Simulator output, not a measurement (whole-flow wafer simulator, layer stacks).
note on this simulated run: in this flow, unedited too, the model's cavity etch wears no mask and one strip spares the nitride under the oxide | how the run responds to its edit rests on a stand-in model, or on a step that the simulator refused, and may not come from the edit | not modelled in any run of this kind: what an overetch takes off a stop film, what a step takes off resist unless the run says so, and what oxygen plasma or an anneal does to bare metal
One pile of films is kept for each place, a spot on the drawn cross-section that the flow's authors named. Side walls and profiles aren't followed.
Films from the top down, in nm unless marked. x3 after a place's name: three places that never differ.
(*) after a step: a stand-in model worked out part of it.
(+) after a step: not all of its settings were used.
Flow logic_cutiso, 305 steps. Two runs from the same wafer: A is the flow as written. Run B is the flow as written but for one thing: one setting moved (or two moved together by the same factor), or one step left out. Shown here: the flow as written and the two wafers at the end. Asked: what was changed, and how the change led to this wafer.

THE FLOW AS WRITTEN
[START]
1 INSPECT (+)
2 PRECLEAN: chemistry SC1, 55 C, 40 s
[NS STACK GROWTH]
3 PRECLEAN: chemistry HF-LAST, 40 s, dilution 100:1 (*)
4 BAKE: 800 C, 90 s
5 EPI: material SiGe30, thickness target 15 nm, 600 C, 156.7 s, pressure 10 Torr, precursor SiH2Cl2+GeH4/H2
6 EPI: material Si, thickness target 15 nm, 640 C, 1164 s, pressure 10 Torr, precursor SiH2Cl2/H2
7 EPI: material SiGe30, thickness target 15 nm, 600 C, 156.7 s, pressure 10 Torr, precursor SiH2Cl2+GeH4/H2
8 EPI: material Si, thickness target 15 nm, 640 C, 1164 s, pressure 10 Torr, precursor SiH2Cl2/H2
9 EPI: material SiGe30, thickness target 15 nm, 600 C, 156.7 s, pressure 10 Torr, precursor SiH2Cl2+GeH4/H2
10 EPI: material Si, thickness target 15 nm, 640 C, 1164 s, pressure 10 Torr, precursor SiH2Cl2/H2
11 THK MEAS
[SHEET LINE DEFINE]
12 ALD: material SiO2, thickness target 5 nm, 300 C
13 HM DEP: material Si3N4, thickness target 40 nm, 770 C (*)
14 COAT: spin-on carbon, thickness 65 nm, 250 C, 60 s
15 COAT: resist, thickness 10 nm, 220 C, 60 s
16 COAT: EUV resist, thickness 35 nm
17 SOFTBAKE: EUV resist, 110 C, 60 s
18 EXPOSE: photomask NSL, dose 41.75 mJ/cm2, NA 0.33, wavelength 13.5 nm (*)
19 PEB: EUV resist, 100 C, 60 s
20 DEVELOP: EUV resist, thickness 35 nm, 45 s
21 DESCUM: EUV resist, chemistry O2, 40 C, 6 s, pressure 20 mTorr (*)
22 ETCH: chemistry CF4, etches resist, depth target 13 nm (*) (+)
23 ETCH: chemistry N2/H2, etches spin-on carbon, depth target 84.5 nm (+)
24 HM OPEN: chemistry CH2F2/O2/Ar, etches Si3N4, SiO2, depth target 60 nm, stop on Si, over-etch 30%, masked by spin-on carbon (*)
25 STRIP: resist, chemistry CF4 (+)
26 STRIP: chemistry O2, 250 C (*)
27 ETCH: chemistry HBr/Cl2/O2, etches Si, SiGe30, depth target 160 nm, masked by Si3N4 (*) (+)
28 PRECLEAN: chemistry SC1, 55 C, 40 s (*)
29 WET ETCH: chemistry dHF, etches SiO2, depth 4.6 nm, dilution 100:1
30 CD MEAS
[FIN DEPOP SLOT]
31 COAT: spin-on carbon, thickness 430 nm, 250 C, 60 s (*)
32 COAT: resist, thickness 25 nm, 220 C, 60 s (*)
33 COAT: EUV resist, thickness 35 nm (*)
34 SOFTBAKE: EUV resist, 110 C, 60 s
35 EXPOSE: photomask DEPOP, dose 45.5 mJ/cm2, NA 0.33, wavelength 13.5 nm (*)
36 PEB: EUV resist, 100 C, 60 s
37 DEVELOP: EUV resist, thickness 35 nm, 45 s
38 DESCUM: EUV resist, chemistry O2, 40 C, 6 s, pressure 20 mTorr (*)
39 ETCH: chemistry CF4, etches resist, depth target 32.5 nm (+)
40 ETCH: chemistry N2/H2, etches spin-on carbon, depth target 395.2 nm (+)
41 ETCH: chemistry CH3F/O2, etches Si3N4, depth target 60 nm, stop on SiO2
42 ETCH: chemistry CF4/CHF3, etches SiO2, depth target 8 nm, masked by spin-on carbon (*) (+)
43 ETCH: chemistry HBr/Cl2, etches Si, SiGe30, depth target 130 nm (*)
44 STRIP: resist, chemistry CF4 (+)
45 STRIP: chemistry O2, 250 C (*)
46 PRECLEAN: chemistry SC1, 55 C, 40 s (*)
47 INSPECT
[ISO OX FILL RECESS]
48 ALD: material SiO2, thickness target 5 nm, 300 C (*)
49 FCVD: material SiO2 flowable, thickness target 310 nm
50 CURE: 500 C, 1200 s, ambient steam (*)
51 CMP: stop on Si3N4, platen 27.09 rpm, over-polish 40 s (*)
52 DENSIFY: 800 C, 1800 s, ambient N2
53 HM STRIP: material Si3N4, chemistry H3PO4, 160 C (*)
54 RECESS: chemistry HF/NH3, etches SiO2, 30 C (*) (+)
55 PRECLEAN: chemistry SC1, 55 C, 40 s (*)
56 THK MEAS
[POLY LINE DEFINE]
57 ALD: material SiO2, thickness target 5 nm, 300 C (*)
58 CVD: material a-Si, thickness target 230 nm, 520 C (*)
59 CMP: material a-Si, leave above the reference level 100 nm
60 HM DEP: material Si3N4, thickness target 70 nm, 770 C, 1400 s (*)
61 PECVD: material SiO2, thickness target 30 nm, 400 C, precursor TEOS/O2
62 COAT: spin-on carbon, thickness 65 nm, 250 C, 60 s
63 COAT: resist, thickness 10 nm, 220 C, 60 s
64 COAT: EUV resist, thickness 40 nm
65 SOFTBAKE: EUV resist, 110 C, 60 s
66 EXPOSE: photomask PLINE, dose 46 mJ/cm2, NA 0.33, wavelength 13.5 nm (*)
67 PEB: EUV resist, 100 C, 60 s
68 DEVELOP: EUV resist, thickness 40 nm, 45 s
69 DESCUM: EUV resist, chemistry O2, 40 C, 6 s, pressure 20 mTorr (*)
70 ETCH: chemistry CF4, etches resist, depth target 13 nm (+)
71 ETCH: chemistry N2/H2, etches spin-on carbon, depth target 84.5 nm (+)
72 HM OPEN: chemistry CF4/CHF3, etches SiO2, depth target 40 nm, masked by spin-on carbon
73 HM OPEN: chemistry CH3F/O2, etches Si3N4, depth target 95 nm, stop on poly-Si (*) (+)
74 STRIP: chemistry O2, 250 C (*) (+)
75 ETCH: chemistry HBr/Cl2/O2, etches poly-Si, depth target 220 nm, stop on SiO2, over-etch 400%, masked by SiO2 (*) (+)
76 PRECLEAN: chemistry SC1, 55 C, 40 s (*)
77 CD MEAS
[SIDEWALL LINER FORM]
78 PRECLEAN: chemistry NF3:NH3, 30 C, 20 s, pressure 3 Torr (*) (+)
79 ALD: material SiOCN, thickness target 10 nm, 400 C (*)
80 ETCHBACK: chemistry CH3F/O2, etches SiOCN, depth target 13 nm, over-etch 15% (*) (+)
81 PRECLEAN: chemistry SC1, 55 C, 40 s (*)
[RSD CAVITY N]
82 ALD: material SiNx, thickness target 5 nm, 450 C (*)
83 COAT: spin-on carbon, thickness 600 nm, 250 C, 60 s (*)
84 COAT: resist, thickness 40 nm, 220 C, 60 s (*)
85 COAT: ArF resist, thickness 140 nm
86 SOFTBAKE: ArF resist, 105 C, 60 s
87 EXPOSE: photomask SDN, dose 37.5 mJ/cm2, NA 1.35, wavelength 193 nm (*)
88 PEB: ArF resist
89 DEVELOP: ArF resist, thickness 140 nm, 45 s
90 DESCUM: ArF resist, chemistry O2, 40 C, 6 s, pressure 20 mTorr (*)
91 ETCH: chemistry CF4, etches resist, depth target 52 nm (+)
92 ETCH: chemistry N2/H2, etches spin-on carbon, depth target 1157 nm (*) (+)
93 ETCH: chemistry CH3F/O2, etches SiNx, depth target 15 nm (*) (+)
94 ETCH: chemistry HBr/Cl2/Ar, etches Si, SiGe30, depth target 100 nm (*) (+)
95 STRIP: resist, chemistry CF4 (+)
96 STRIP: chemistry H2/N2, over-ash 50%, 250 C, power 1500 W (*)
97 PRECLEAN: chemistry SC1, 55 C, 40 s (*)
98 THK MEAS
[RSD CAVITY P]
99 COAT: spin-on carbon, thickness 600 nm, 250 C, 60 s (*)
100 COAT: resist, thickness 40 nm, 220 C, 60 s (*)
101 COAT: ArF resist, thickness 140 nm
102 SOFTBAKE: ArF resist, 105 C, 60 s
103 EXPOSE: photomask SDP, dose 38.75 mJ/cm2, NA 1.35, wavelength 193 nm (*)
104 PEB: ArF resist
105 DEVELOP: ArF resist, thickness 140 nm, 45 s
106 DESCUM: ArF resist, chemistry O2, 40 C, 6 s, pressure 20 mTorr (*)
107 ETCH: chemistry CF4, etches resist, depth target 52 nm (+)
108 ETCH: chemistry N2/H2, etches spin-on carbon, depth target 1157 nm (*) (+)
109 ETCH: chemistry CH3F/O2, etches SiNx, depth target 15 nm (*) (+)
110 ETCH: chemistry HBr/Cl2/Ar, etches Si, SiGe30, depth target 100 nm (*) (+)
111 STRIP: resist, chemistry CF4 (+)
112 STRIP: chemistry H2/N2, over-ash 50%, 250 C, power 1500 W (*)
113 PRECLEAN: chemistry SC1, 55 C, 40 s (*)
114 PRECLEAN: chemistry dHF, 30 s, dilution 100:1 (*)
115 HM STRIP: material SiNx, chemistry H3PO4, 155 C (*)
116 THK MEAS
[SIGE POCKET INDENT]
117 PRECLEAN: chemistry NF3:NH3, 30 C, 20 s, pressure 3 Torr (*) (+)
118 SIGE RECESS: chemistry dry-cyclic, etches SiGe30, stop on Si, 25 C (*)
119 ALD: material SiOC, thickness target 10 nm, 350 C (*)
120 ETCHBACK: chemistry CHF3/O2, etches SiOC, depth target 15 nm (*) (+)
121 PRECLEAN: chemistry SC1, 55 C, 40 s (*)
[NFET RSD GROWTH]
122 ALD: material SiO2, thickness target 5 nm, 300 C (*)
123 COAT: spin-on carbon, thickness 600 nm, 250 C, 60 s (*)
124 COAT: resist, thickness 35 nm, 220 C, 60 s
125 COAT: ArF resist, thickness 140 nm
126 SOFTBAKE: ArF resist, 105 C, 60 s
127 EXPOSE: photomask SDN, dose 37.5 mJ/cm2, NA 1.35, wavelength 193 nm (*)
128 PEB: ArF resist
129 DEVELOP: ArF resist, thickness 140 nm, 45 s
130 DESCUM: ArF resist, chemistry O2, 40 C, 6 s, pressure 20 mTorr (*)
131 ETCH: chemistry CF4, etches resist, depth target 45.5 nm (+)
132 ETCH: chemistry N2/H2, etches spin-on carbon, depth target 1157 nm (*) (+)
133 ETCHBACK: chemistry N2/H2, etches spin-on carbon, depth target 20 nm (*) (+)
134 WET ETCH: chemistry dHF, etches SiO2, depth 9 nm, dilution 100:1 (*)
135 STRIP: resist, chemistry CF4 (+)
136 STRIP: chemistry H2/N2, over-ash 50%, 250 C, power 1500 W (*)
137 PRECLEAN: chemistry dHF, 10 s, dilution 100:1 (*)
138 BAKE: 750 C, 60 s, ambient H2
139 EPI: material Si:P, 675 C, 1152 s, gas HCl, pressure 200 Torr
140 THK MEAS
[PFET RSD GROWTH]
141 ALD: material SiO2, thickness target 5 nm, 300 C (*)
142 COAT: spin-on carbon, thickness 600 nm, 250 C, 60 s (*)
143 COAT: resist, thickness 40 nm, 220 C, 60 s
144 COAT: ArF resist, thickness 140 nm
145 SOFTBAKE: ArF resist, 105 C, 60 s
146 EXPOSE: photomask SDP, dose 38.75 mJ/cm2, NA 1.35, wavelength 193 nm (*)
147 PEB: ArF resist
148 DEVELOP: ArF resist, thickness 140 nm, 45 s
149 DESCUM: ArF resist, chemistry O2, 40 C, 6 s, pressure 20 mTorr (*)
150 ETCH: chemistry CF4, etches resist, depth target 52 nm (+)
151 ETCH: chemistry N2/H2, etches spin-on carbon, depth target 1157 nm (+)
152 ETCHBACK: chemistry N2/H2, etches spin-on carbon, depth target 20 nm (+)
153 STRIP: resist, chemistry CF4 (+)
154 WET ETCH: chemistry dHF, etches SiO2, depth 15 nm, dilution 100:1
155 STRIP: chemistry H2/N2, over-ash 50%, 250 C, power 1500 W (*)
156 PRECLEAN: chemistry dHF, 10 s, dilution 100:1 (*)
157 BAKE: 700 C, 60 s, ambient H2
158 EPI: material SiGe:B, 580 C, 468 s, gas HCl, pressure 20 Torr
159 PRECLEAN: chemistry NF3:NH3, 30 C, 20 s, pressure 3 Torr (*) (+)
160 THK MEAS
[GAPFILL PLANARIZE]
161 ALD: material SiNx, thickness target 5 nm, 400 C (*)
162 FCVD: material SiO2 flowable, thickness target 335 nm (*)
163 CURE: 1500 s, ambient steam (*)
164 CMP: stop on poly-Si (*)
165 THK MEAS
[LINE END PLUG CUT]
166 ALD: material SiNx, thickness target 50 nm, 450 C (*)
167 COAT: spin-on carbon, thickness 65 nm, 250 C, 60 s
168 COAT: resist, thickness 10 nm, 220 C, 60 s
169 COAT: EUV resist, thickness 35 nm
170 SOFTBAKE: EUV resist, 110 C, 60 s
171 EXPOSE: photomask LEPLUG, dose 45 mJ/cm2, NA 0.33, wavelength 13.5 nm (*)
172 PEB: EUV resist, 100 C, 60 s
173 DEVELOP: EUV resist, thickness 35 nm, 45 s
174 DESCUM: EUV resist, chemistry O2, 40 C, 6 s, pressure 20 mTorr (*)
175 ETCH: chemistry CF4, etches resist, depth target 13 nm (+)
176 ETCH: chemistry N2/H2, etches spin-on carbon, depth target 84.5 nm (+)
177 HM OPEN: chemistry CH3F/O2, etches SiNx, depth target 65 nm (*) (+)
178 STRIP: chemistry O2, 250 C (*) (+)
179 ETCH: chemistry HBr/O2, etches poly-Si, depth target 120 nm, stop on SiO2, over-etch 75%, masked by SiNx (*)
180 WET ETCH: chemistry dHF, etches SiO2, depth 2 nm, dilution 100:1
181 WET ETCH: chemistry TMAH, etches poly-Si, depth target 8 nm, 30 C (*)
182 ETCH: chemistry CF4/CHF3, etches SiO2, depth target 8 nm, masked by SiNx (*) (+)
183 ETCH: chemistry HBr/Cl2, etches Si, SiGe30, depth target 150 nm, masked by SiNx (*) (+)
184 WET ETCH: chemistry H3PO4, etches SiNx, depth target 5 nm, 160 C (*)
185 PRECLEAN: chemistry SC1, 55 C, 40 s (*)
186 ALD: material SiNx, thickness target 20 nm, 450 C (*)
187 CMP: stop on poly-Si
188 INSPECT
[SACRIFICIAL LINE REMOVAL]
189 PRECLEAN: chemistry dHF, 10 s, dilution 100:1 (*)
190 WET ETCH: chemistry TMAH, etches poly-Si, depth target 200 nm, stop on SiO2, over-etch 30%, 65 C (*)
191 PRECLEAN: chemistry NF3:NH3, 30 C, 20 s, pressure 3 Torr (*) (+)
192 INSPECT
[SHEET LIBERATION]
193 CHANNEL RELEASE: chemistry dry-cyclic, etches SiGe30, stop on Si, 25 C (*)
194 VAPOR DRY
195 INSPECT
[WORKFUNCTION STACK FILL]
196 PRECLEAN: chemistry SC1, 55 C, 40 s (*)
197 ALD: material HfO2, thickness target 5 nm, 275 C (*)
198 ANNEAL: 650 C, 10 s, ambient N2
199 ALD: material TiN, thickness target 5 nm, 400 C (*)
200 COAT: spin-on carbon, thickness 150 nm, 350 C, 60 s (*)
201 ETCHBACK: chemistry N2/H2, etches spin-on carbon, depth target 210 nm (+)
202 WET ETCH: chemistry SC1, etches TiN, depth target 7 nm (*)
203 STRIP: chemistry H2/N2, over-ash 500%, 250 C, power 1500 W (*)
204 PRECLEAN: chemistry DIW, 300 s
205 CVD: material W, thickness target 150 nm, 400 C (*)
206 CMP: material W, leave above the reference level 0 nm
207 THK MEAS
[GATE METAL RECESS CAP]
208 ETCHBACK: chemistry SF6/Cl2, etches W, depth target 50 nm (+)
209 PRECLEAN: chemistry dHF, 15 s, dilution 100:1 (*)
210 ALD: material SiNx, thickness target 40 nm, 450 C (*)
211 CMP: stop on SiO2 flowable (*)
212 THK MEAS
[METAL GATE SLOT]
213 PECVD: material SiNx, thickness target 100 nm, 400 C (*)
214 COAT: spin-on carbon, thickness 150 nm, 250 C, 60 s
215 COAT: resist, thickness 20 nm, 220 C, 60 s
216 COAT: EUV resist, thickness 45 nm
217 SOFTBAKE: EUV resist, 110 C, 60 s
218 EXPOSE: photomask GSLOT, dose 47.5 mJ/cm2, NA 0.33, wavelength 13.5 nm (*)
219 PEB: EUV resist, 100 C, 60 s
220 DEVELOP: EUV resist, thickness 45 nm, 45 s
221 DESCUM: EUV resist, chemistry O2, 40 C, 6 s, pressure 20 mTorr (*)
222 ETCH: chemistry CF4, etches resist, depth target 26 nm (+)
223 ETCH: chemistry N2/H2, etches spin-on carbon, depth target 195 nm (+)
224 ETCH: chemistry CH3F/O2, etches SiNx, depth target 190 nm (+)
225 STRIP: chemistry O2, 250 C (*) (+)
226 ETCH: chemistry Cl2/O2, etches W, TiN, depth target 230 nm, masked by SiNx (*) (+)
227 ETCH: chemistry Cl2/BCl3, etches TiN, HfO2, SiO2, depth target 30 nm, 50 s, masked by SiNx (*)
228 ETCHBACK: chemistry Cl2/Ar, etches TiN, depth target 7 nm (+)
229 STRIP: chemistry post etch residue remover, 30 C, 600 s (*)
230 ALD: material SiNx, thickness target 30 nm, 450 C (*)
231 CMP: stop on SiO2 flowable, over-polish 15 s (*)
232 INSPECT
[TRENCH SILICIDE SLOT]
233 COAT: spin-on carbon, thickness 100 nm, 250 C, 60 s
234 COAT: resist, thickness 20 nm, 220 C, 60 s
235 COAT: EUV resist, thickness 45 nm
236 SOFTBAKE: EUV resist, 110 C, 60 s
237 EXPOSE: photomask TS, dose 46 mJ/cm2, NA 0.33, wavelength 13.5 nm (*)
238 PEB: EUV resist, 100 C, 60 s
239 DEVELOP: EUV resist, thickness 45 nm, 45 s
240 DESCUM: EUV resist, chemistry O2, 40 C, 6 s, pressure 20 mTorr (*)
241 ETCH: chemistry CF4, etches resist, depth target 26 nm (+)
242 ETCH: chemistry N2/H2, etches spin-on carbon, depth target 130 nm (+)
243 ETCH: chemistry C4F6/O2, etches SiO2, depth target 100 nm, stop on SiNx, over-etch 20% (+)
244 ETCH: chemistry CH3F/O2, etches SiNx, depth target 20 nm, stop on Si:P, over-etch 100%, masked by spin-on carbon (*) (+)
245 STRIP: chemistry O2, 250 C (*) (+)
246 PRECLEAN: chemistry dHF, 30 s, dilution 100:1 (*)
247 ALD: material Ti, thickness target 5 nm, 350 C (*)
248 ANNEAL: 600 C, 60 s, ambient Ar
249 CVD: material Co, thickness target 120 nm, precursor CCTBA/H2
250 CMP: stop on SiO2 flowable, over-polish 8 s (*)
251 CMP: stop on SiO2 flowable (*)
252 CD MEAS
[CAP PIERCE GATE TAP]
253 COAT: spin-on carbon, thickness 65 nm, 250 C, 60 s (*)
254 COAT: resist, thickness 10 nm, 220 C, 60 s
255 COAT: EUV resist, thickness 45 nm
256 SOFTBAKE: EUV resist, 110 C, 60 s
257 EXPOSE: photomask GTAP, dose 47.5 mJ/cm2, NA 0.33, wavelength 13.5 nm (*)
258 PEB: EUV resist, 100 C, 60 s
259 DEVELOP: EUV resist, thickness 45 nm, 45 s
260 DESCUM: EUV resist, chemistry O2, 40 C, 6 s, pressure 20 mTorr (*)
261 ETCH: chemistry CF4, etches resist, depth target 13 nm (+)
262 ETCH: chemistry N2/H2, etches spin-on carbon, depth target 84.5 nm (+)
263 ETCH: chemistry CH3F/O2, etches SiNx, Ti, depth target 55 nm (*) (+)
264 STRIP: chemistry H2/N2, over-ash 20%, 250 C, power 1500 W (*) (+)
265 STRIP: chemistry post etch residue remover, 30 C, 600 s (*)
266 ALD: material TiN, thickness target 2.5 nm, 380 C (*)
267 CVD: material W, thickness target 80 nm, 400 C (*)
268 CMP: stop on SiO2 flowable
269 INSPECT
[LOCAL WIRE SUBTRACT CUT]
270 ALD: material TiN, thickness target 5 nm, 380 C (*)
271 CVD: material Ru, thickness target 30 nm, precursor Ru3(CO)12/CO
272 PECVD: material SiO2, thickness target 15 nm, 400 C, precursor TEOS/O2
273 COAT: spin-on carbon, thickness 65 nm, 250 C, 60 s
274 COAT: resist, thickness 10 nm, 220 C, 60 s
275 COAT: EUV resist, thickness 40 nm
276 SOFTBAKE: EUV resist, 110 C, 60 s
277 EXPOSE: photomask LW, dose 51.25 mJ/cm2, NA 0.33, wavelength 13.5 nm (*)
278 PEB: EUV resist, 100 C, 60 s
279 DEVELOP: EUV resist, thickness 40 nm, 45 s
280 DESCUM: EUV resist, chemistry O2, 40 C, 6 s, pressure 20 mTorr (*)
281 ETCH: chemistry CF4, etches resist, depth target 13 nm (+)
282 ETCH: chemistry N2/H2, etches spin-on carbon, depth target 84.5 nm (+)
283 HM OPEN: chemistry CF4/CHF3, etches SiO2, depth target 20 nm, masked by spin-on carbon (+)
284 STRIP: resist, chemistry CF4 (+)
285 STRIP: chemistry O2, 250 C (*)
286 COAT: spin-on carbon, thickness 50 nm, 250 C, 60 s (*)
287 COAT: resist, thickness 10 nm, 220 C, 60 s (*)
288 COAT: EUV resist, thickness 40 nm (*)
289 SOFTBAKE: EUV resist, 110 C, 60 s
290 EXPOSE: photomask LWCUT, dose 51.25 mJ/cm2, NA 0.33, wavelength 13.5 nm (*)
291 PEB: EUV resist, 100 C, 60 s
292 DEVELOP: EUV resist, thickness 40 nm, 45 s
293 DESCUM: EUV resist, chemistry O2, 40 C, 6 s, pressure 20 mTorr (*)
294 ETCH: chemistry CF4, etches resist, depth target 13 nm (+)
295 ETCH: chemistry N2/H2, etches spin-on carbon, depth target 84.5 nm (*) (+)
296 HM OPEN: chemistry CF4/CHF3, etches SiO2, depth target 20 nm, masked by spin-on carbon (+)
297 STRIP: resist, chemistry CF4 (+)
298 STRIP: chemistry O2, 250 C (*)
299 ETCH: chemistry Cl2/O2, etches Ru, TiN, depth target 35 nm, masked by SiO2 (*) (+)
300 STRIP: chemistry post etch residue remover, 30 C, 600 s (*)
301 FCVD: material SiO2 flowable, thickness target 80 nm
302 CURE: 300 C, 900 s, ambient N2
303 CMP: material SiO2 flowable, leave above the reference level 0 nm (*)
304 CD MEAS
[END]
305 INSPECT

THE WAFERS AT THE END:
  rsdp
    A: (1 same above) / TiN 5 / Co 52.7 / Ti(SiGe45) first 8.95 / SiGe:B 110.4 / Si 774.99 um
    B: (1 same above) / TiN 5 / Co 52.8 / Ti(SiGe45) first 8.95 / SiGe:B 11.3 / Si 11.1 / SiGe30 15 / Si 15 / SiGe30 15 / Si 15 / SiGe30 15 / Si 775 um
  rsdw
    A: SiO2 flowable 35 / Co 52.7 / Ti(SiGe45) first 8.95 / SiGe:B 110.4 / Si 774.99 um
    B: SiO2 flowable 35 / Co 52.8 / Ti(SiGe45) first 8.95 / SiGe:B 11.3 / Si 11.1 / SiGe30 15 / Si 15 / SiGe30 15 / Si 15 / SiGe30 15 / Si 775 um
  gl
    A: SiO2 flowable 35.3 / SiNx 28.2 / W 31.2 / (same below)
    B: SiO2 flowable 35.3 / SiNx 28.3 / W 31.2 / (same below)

The cause: step 110, ETCH: chemistry HBr/Cl2/Ar, etches Si, SiGe30, depth target 100 nm (*) (+), was left out.

How the change led to this, step by step:
  111 STRIP: resist, chemistry CF4 (+)
      glp, gxp: A nothing | B SiO2 -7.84
      lnrp: A nothing | B SiOCN -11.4
  114 PRECLEAN: chemistry dHF, 30 s, dilution 100:1 (*)
      glp, gxp: A SiO2 -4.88 | B SiO2 -3.71 (all of it)
  115 HM STRIP: material SiNx, chemistry H3PO4, 155 C (*)
      glp, gxp: A SiO2 -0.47 | B Si3N4 -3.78
  117 PRECLEAN: chemistry NF3:NH3, 30 C, 20 s, pressure 3 Torr (*) (+)
      glp, gxp: A SiO2 -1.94 | B Si3N4 -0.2
  119 ALD: material SiOC, thickness target 10 nm, 350 C (*)
      gxp: A SiOC +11 (new film) | B SiOC +10 (new film)
  120 ETCHBACK: chemistry CHF3/O2, etches SiOC, depth target 15 nm (*) (+)
      rsdp, rsdw: A SiOC -10 (all of it) | B SiOC -10 (all of it), Si -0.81
      glp: A SiOC -10 (all of it), SiO2 -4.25 (all of it), Si3N4 -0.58 | B SiOC -10 (all of it), Si3N4 -3.85
      (and at 1 more place)
  122 ALD: material SiO2, thickness target 5 nm, 300 C (*)
      gxp: A SiO2 +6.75 (new film) | B SiO2 +5 (new film)
  123 COAT: spin-on carbon, thickness 600 nm, 250 C, 60 s (*)
      gfld, gxf, lnr, lnrt, plug: A spin-on carbon +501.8 (new film) | B spin-on carbon +512.4 (new film)
      gl, tap: A spin-on carbon +507 (new film) | B spin-on carbon +517.6 (new film)
      (and at 7 more places)
  132 ETCH: chemistry N2/H2, etches spin-on carbon, depth target 1157 nm (*) (+)
      gl, tap: A spin-on carbon -501.7 (all of it), SiO2 -5 (all of it), Si3N4 -0.5 | B spin-on carbon -512.4 (all of it), SiO2 -5 (all of it), Si3N4 -0.5
      gxn: A spin-on carbon -499.4 (all of it), SiO2 -6.06 | B spin-on carbon -510 (all of it), SiO2 -6.06
      (and at 2 more places)
  135 STRIP: resist, chemistry CF4 (+)
      gl: A Si3N4 -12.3 | B Si3N4 -11.7
      tap: A Si3N4 -12.2 | B Si3N4 -11.6
  136 STRIP: chemistry H2/N2, over-ash 50%, 250 C, power 1500 W (*)
      gfld, gxf, plug: A spin-on carbon -501.8 (all of it) | B spin-on carbon -512.4 (all of it)
      glp: A spin-on carbon -507 (all of it) | B spin-on carbon -525.2 (all of it)
      (and at 5 more places)
  142 COAT: spin-on carbon, thickness 600 nm, 250 C, 60 s (*)
      glp: A spin-on carbon +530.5 (new film) | B spin-on carbon +545.6 (new film)
      gxp: A spin-on carbon +528.2 (new film) | B spin-on carbon +545.6 (new film)
      (and at 3 more places)
  151 ETCH: chemistry N2/H2, etches spin-on carbon, depth target 1157 nm (+)
      rsdp, rsdw: A spin-on carbon -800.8 (all of it) | B spin-on carbon -709.2 (all of it), SiO2 -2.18
      glp: A spin-on carbon -524.5 (all of it), SiO2 -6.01 | B spin-on carbon -539.6 (all of it), SiO2 -5.87
      (and at 2 more places)
  153 STRIP: resist, chemistry CF4 (+)
      rsdp: A SiO2 -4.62 | B SiO2 -5.19 (all of it)
      rsdw: A SiO2 -5.11 | B SiO2 -5.19 (all of it)
      (and at 1 more place)
  154 WET ETCH: chemistry dHF, etches SiO2, depth 15 nm, dilution 100:1
      rsdp: A SiO2 -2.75 (all of it), chemical SiO2 -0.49 (all of it) | B chemical SiO2 -0.49 (all of it)
      rsdw: A SiO2 -2.25 (all of it), chemical SiO2 -0.49 (all of it) | B chemical SiO2 -0.49 (all of it)
  158 EPI: material SiGe:B, 580 C, 468 s, gas HCl, pressure 20 Torr
      rsdp, rsdw: A SiGe:B +116.8 (new film) | B SiGe:B +17.8 (new film)
  ... 1 more step ...
  164 CMP: stop on poly-Si (*)
      glp: A SiO2 flowable -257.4 (all of it), SiNx -5 (all of it), Si3N4 -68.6 (all of it) | B SiO2 flowable -263.1 (all of it), SiNx -5 (all of it), Si3N4 -61.1 (all of it)
      gxp: A SiO2 flowable -256.8 (all of it), SiNx -5 (all of it), Si3N4 -69.2 (all of it) | B SiO2 flowable -263.1 (all of it), SiNx -5 (all of it), Si3N4 -61.1 (all of it)
      (and at 1 more place)
